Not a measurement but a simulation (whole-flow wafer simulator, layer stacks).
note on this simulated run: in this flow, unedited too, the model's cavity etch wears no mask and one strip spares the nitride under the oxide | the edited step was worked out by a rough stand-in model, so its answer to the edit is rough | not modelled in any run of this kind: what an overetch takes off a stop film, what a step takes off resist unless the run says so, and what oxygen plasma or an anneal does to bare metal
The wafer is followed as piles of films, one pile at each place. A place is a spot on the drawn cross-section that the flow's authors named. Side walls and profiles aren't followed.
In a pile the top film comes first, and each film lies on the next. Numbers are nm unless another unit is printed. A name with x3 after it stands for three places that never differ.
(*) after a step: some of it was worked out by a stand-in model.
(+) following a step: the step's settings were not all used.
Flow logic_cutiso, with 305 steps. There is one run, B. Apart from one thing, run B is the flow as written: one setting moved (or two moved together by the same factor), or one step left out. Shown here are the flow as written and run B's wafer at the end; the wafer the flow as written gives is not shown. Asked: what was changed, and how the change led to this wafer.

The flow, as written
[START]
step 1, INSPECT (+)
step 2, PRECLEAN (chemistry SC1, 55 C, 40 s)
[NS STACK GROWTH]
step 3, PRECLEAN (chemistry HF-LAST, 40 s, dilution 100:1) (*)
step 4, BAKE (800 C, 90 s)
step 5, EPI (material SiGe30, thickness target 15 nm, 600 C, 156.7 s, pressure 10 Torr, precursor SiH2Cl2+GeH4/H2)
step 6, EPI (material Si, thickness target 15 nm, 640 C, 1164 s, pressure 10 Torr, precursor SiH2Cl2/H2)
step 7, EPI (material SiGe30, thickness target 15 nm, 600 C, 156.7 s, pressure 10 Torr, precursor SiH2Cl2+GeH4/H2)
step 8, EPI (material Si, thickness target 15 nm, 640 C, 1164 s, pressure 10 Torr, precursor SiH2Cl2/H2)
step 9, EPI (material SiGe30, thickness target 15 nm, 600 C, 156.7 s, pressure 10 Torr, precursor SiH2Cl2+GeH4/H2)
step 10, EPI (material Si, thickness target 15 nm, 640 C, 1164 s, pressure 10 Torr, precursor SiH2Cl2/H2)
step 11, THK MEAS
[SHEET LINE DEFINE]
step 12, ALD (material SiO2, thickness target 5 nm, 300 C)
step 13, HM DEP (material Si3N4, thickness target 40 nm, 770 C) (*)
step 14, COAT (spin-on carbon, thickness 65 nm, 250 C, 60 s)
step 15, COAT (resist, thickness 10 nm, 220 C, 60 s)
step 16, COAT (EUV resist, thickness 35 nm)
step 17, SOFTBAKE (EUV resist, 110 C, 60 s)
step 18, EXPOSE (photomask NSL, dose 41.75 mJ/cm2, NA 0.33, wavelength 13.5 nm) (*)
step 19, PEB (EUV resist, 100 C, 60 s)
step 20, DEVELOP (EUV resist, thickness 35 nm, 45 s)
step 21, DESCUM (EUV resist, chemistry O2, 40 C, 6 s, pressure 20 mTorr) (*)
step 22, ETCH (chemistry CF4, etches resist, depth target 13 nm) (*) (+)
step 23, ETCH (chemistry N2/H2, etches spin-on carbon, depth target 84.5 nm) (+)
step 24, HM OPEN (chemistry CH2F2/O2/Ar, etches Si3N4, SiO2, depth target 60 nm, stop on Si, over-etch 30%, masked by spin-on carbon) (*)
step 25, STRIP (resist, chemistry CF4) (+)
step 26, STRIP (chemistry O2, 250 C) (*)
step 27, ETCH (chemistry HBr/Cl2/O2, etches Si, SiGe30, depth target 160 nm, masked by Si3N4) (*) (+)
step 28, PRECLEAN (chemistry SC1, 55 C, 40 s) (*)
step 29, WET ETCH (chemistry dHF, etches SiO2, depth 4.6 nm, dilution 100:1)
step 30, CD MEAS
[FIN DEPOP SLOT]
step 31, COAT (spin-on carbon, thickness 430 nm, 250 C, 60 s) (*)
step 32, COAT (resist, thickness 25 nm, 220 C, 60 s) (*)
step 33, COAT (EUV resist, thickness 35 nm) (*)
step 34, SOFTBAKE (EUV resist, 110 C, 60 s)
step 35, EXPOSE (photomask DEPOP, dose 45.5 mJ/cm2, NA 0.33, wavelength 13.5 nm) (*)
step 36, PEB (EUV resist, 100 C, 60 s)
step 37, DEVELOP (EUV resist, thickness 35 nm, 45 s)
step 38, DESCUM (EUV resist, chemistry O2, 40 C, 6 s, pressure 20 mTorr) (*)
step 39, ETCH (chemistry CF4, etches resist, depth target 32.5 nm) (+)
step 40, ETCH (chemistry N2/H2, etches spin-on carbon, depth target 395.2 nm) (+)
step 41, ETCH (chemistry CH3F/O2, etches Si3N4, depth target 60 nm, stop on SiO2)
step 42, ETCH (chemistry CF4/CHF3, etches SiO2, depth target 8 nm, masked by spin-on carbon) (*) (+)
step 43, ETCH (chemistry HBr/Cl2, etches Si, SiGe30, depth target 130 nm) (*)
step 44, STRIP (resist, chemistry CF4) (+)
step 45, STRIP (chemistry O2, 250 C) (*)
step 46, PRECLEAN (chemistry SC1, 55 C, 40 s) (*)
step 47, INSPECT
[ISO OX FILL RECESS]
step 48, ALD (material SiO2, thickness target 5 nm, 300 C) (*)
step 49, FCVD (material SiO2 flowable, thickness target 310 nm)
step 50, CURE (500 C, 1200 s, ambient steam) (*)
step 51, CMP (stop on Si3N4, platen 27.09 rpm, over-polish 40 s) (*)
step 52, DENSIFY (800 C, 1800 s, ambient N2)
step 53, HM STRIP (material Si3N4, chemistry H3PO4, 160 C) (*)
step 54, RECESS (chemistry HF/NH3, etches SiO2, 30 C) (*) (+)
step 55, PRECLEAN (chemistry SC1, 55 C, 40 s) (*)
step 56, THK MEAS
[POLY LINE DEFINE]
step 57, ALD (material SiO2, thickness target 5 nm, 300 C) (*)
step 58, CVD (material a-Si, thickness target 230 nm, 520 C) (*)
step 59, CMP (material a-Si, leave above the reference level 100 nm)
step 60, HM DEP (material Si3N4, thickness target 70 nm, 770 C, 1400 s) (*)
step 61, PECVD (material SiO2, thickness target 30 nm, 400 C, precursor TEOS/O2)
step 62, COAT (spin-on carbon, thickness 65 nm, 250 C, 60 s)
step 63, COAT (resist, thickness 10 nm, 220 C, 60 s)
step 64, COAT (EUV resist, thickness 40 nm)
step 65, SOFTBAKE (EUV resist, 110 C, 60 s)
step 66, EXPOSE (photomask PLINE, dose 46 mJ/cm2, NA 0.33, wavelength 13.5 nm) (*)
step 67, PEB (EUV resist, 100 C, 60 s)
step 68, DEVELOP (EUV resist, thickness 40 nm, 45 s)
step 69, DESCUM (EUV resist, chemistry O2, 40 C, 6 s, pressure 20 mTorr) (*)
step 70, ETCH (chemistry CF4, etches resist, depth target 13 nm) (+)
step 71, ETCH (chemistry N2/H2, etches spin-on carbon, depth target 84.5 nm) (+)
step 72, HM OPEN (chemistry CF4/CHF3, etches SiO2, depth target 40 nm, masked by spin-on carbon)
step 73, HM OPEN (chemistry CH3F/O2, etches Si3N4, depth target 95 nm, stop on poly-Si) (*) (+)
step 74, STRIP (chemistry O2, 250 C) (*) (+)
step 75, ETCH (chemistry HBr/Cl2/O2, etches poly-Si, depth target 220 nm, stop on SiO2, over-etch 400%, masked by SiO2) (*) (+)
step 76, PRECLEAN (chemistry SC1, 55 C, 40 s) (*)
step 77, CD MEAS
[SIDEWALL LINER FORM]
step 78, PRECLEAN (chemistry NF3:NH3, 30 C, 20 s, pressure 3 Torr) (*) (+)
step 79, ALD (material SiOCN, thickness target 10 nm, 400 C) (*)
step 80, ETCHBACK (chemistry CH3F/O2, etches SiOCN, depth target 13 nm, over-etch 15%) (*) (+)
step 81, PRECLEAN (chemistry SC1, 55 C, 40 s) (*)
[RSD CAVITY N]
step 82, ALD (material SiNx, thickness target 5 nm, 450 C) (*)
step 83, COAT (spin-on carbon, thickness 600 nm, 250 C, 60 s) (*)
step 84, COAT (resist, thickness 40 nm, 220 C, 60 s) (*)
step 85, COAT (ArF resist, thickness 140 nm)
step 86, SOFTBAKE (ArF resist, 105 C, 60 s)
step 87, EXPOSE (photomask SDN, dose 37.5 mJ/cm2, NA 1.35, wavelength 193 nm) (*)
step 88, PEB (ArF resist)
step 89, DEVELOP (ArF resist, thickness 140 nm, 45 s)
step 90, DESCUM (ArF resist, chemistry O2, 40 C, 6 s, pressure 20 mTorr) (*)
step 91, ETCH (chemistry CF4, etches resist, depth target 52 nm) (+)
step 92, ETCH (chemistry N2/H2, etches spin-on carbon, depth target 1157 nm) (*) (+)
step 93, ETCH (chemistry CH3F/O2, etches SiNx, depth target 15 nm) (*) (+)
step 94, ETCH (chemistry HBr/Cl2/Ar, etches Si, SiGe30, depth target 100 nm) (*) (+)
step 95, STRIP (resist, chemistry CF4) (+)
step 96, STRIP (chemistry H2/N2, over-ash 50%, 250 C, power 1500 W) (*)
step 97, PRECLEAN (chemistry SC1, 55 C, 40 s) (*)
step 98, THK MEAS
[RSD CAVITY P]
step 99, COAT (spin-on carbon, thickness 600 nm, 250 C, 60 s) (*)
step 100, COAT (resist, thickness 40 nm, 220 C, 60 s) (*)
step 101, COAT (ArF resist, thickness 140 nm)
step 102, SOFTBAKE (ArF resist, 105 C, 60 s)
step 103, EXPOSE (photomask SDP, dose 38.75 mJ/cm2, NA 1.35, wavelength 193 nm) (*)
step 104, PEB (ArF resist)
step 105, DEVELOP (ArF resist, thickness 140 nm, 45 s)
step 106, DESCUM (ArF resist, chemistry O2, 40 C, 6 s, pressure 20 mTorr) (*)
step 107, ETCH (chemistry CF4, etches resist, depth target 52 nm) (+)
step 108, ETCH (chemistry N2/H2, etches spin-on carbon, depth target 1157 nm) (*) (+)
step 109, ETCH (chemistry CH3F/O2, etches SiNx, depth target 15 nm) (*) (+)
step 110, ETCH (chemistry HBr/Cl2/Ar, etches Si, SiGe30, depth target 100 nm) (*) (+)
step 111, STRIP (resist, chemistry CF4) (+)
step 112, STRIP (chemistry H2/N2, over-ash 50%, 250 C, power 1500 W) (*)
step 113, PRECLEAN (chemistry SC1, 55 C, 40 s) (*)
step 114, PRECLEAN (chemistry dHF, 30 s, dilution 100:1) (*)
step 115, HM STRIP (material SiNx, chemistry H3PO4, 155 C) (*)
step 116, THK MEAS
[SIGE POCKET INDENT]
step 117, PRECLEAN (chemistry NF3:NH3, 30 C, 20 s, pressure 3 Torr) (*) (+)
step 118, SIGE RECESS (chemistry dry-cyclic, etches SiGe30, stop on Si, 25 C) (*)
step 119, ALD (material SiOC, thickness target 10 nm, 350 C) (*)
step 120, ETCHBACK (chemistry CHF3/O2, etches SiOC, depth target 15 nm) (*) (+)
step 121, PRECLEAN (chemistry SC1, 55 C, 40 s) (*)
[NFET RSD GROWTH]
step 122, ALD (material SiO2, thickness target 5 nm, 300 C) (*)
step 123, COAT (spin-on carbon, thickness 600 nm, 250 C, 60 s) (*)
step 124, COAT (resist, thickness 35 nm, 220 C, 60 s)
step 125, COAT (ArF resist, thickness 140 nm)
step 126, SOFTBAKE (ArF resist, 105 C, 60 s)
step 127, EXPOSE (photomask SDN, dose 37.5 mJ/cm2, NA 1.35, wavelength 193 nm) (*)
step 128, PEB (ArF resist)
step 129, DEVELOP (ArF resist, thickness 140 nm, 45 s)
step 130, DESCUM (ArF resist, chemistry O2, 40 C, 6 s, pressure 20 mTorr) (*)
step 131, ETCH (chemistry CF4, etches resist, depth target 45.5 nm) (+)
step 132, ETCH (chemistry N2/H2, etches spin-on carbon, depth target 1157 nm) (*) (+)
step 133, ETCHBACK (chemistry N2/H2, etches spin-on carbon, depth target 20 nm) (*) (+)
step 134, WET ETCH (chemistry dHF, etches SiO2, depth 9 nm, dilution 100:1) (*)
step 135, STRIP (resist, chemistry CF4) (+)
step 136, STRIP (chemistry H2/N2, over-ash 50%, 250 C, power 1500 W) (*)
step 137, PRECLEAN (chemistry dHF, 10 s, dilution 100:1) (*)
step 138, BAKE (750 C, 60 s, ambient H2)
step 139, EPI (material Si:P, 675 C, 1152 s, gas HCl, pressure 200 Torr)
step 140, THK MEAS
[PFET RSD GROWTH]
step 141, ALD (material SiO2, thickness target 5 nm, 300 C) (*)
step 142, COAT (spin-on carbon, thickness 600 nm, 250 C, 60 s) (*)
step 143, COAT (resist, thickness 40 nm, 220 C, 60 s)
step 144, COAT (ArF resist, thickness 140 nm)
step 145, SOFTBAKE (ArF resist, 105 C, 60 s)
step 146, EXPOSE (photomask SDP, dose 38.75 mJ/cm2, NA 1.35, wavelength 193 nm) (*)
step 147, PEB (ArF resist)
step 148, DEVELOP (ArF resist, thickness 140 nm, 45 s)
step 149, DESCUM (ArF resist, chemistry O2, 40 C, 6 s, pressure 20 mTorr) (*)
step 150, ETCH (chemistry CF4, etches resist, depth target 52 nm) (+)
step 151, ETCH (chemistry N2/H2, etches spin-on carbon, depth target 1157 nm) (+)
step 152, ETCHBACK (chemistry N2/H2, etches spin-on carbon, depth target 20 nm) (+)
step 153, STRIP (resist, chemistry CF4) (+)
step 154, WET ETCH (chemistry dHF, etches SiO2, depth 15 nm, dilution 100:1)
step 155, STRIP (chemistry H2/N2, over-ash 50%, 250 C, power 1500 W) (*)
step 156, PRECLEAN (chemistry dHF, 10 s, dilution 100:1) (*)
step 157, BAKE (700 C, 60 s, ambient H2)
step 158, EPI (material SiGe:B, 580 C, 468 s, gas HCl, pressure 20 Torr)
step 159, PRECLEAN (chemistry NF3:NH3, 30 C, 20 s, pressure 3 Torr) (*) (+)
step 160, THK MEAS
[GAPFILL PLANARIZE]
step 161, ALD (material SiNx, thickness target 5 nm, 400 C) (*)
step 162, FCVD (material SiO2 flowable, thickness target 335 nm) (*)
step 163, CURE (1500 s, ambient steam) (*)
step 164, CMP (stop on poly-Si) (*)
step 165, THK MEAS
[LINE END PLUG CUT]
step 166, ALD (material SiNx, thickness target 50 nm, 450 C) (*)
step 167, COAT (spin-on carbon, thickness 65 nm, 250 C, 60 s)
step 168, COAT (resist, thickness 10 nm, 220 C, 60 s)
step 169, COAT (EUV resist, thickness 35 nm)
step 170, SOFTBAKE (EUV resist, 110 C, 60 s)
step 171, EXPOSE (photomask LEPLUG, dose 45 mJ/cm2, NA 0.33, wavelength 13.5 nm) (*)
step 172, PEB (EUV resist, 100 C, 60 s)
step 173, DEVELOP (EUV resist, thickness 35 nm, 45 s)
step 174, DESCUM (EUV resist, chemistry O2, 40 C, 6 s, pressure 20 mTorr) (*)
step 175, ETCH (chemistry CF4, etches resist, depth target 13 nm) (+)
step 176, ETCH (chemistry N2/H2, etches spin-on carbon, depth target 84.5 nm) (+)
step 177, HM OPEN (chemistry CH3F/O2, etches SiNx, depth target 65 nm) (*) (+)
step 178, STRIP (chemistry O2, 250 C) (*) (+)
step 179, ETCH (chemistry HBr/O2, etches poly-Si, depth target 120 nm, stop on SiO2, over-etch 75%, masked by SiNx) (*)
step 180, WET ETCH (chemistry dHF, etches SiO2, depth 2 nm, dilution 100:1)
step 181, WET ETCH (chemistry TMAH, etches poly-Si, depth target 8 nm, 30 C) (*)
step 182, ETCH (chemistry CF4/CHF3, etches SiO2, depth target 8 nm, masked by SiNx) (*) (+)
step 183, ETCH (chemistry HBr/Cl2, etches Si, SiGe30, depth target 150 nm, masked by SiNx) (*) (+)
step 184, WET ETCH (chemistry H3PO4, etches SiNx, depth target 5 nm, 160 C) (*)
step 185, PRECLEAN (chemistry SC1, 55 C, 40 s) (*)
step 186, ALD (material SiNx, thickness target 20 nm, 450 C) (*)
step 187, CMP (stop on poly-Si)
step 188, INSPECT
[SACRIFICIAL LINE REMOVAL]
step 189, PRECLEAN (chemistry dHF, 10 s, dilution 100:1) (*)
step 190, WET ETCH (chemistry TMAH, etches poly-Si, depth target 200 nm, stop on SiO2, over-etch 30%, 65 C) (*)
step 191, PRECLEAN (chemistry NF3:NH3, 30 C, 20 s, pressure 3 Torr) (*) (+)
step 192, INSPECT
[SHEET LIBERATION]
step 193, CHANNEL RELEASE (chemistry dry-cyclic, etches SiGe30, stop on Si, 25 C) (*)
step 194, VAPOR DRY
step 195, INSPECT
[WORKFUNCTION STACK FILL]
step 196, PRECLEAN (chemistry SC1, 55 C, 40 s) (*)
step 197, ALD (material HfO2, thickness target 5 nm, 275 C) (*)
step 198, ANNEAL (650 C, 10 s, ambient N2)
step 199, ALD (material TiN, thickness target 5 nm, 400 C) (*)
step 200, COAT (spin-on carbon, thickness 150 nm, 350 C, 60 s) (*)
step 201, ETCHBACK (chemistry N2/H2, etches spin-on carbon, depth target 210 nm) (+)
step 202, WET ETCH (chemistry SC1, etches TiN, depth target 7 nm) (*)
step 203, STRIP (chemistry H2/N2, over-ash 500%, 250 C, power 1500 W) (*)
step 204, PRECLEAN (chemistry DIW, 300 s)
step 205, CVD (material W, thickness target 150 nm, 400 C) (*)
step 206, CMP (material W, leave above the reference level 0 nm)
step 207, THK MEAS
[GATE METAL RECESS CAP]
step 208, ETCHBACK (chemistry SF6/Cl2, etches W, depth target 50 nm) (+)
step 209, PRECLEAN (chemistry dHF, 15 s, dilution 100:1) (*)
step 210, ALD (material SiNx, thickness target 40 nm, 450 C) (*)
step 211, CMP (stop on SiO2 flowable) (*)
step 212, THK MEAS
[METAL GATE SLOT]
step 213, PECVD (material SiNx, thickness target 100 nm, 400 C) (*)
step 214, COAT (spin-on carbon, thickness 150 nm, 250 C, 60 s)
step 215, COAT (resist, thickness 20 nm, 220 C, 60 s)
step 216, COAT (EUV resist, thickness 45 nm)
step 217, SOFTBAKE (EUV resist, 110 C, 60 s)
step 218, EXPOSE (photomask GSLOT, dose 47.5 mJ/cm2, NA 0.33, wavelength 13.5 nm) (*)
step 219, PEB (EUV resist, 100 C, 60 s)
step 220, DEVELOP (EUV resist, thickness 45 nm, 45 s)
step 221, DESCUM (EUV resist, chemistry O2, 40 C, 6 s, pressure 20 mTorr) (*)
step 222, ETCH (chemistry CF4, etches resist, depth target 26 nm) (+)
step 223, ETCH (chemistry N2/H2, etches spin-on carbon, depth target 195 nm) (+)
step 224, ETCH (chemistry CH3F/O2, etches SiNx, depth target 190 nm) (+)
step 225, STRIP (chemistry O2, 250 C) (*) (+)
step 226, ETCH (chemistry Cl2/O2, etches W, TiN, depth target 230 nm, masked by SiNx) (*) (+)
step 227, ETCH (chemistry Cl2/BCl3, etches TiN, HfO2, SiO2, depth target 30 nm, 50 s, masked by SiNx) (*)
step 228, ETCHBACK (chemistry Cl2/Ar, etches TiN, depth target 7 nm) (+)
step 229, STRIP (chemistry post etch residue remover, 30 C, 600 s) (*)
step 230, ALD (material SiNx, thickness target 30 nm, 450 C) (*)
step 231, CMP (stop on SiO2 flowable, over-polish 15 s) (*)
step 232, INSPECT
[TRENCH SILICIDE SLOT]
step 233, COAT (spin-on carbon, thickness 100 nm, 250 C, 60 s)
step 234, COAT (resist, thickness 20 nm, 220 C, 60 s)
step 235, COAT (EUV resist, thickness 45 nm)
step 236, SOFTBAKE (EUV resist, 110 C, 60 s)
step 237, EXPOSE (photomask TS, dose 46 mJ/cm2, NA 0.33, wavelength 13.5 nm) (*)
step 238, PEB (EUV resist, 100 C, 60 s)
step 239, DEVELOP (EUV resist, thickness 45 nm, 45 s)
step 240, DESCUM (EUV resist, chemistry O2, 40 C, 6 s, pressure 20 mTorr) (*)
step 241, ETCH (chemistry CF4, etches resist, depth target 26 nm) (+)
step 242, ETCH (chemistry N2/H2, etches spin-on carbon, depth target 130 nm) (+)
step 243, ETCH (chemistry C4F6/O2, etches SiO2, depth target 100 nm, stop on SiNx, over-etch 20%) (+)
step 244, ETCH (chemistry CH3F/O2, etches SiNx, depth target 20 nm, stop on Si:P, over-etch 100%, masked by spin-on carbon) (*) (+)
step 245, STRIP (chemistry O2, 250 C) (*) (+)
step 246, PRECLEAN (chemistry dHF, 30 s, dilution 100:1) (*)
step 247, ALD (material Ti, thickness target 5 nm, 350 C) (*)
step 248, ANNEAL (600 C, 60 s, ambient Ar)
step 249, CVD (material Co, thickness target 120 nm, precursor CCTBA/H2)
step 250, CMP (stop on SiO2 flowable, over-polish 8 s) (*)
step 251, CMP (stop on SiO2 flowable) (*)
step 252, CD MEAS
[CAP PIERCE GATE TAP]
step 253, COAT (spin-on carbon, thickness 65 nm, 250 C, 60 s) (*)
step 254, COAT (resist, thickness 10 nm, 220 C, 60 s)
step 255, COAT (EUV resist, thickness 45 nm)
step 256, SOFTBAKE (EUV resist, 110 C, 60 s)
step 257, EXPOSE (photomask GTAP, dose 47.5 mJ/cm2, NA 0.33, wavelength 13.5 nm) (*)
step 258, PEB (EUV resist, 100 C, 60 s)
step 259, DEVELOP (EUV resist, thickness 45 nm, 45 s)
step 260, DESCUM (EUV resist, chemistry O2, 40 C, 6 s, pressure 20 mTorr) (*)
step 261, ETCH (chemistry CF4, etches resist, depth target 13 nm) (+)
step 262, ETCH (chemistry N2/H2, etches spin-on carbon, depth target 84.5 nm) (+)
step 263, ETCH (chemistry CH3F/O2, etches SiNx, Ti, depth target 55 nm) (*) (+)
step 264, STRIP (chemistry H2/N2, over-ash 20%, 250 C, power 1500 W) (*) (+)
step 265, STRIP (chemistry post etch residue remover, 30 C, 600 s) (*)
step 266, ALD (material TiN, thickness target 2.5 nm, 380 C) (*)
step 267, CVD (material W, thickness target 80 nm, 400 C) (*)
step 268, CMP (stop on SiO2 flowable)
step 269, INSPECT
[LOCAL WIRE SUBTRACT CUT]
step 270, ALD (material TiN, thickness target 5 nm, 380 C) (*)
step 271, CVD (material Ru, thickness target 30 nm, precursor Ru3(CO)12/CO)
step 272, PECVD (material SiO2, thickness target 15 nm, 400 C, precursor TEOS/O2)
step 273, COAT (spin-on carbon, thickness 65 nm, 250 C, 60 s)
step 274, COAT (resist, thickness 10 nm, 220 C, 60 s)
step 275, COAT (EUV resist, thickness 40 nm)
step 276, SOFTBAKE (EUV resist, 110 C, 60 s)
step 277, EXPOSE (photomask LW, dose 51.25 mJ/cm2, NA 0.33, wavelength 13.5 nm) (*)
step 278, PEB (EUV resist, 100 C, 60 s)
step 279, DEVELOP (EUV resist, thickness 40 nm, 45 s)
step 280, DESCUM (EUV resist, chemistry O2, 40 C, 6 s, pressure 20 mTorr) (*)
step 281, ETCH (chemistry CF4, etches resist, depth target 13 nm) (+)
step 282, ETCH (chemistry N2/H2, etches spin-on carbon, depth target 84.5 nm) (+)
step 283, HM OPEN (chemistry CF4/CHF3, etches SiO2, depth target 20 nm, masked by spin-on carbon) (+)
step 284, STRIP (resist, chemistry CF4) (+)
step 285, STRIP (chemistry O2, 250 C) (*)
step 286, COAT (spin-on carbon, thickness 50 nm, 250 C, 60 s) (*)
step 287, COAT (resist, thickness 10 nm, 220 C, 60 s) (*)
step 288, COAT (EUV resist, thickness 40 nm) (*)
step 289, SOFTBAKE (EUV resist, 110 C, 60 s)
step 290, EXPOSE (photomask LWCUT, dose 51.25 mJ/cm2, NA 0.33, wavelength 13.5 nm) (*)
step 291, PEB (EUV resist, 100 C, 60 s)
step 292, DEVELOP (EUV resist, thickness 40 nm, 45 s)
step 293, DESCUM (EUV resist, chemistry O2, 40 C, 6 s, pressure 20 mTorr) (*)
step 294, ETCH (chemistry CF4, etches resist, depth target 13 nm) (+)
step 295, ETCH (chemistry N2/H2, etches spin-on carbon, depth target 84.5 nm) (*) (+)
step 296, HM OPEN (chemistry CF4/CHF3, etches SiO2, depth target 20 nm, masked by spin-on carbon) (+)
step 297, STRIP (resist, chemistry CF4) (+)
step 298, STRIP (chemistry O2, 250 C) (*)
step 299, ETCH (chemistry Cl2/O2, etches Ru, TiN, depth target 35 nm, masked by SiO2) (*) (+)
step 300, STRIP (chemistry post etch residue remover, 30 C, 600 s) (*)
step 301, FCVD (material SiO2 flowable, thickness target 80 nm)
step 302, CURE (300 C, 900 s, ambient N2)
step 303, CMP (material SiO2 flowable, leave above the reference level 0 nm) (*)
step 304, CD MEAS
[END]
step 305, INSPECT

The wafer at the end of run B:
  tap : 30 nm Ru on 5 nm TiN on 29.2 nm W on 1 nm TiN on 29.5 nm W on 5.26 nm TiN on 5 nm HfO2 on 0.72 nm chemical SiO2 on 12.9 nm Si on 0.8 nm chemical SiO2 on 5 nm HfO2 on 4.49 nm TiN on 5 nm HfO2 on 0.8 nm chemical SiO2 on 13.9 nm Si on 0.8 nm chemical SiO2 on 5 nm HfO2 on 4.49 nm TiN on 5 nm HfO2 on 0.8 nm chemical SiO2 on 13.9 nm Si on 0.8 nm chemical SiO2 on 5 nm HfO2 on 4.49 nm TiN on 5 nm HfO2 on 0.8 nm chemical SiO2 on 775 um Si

The reason: step 266, ALD: thickness target 1 nm was run, whereas the flow has thickness target 2.5 nm.
The wafer lets one read it off: tap has TiN 1, and step 266 as written asks for 2.5 nm.

Step by step, how the change led to this:
  step 266, ALD (material TiN, thickness target 2.5 nm, 380 C) (*)
      depop, dpovl, gfld and 19 more: TiN gains 1 (new film) (in the flow as written it would be: TiN gains 2.5 (new film))
  step 268, CMP (stop on SiO2 flowable)
      depop, dpovl, gfld and 9 more: W loses 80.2 (all of it), TiN loses 1 (all of it), SiNx loses 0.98 (in the flow as written it would be: W loses 80.2 (all of it), TiN loses 2.5 (all of it), SiNx loses 0.98)
      lnr, lnri, lnrp, lnrt: W loses 80 (all of it), TiN loses 1 (all of it), SiOCN loses 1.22 (in the flow as written it would be: W loses 80 (all of it), TiN loses 2.5 (all of it), SiOCN loses 1.22)
      (and at 5 other places as well)
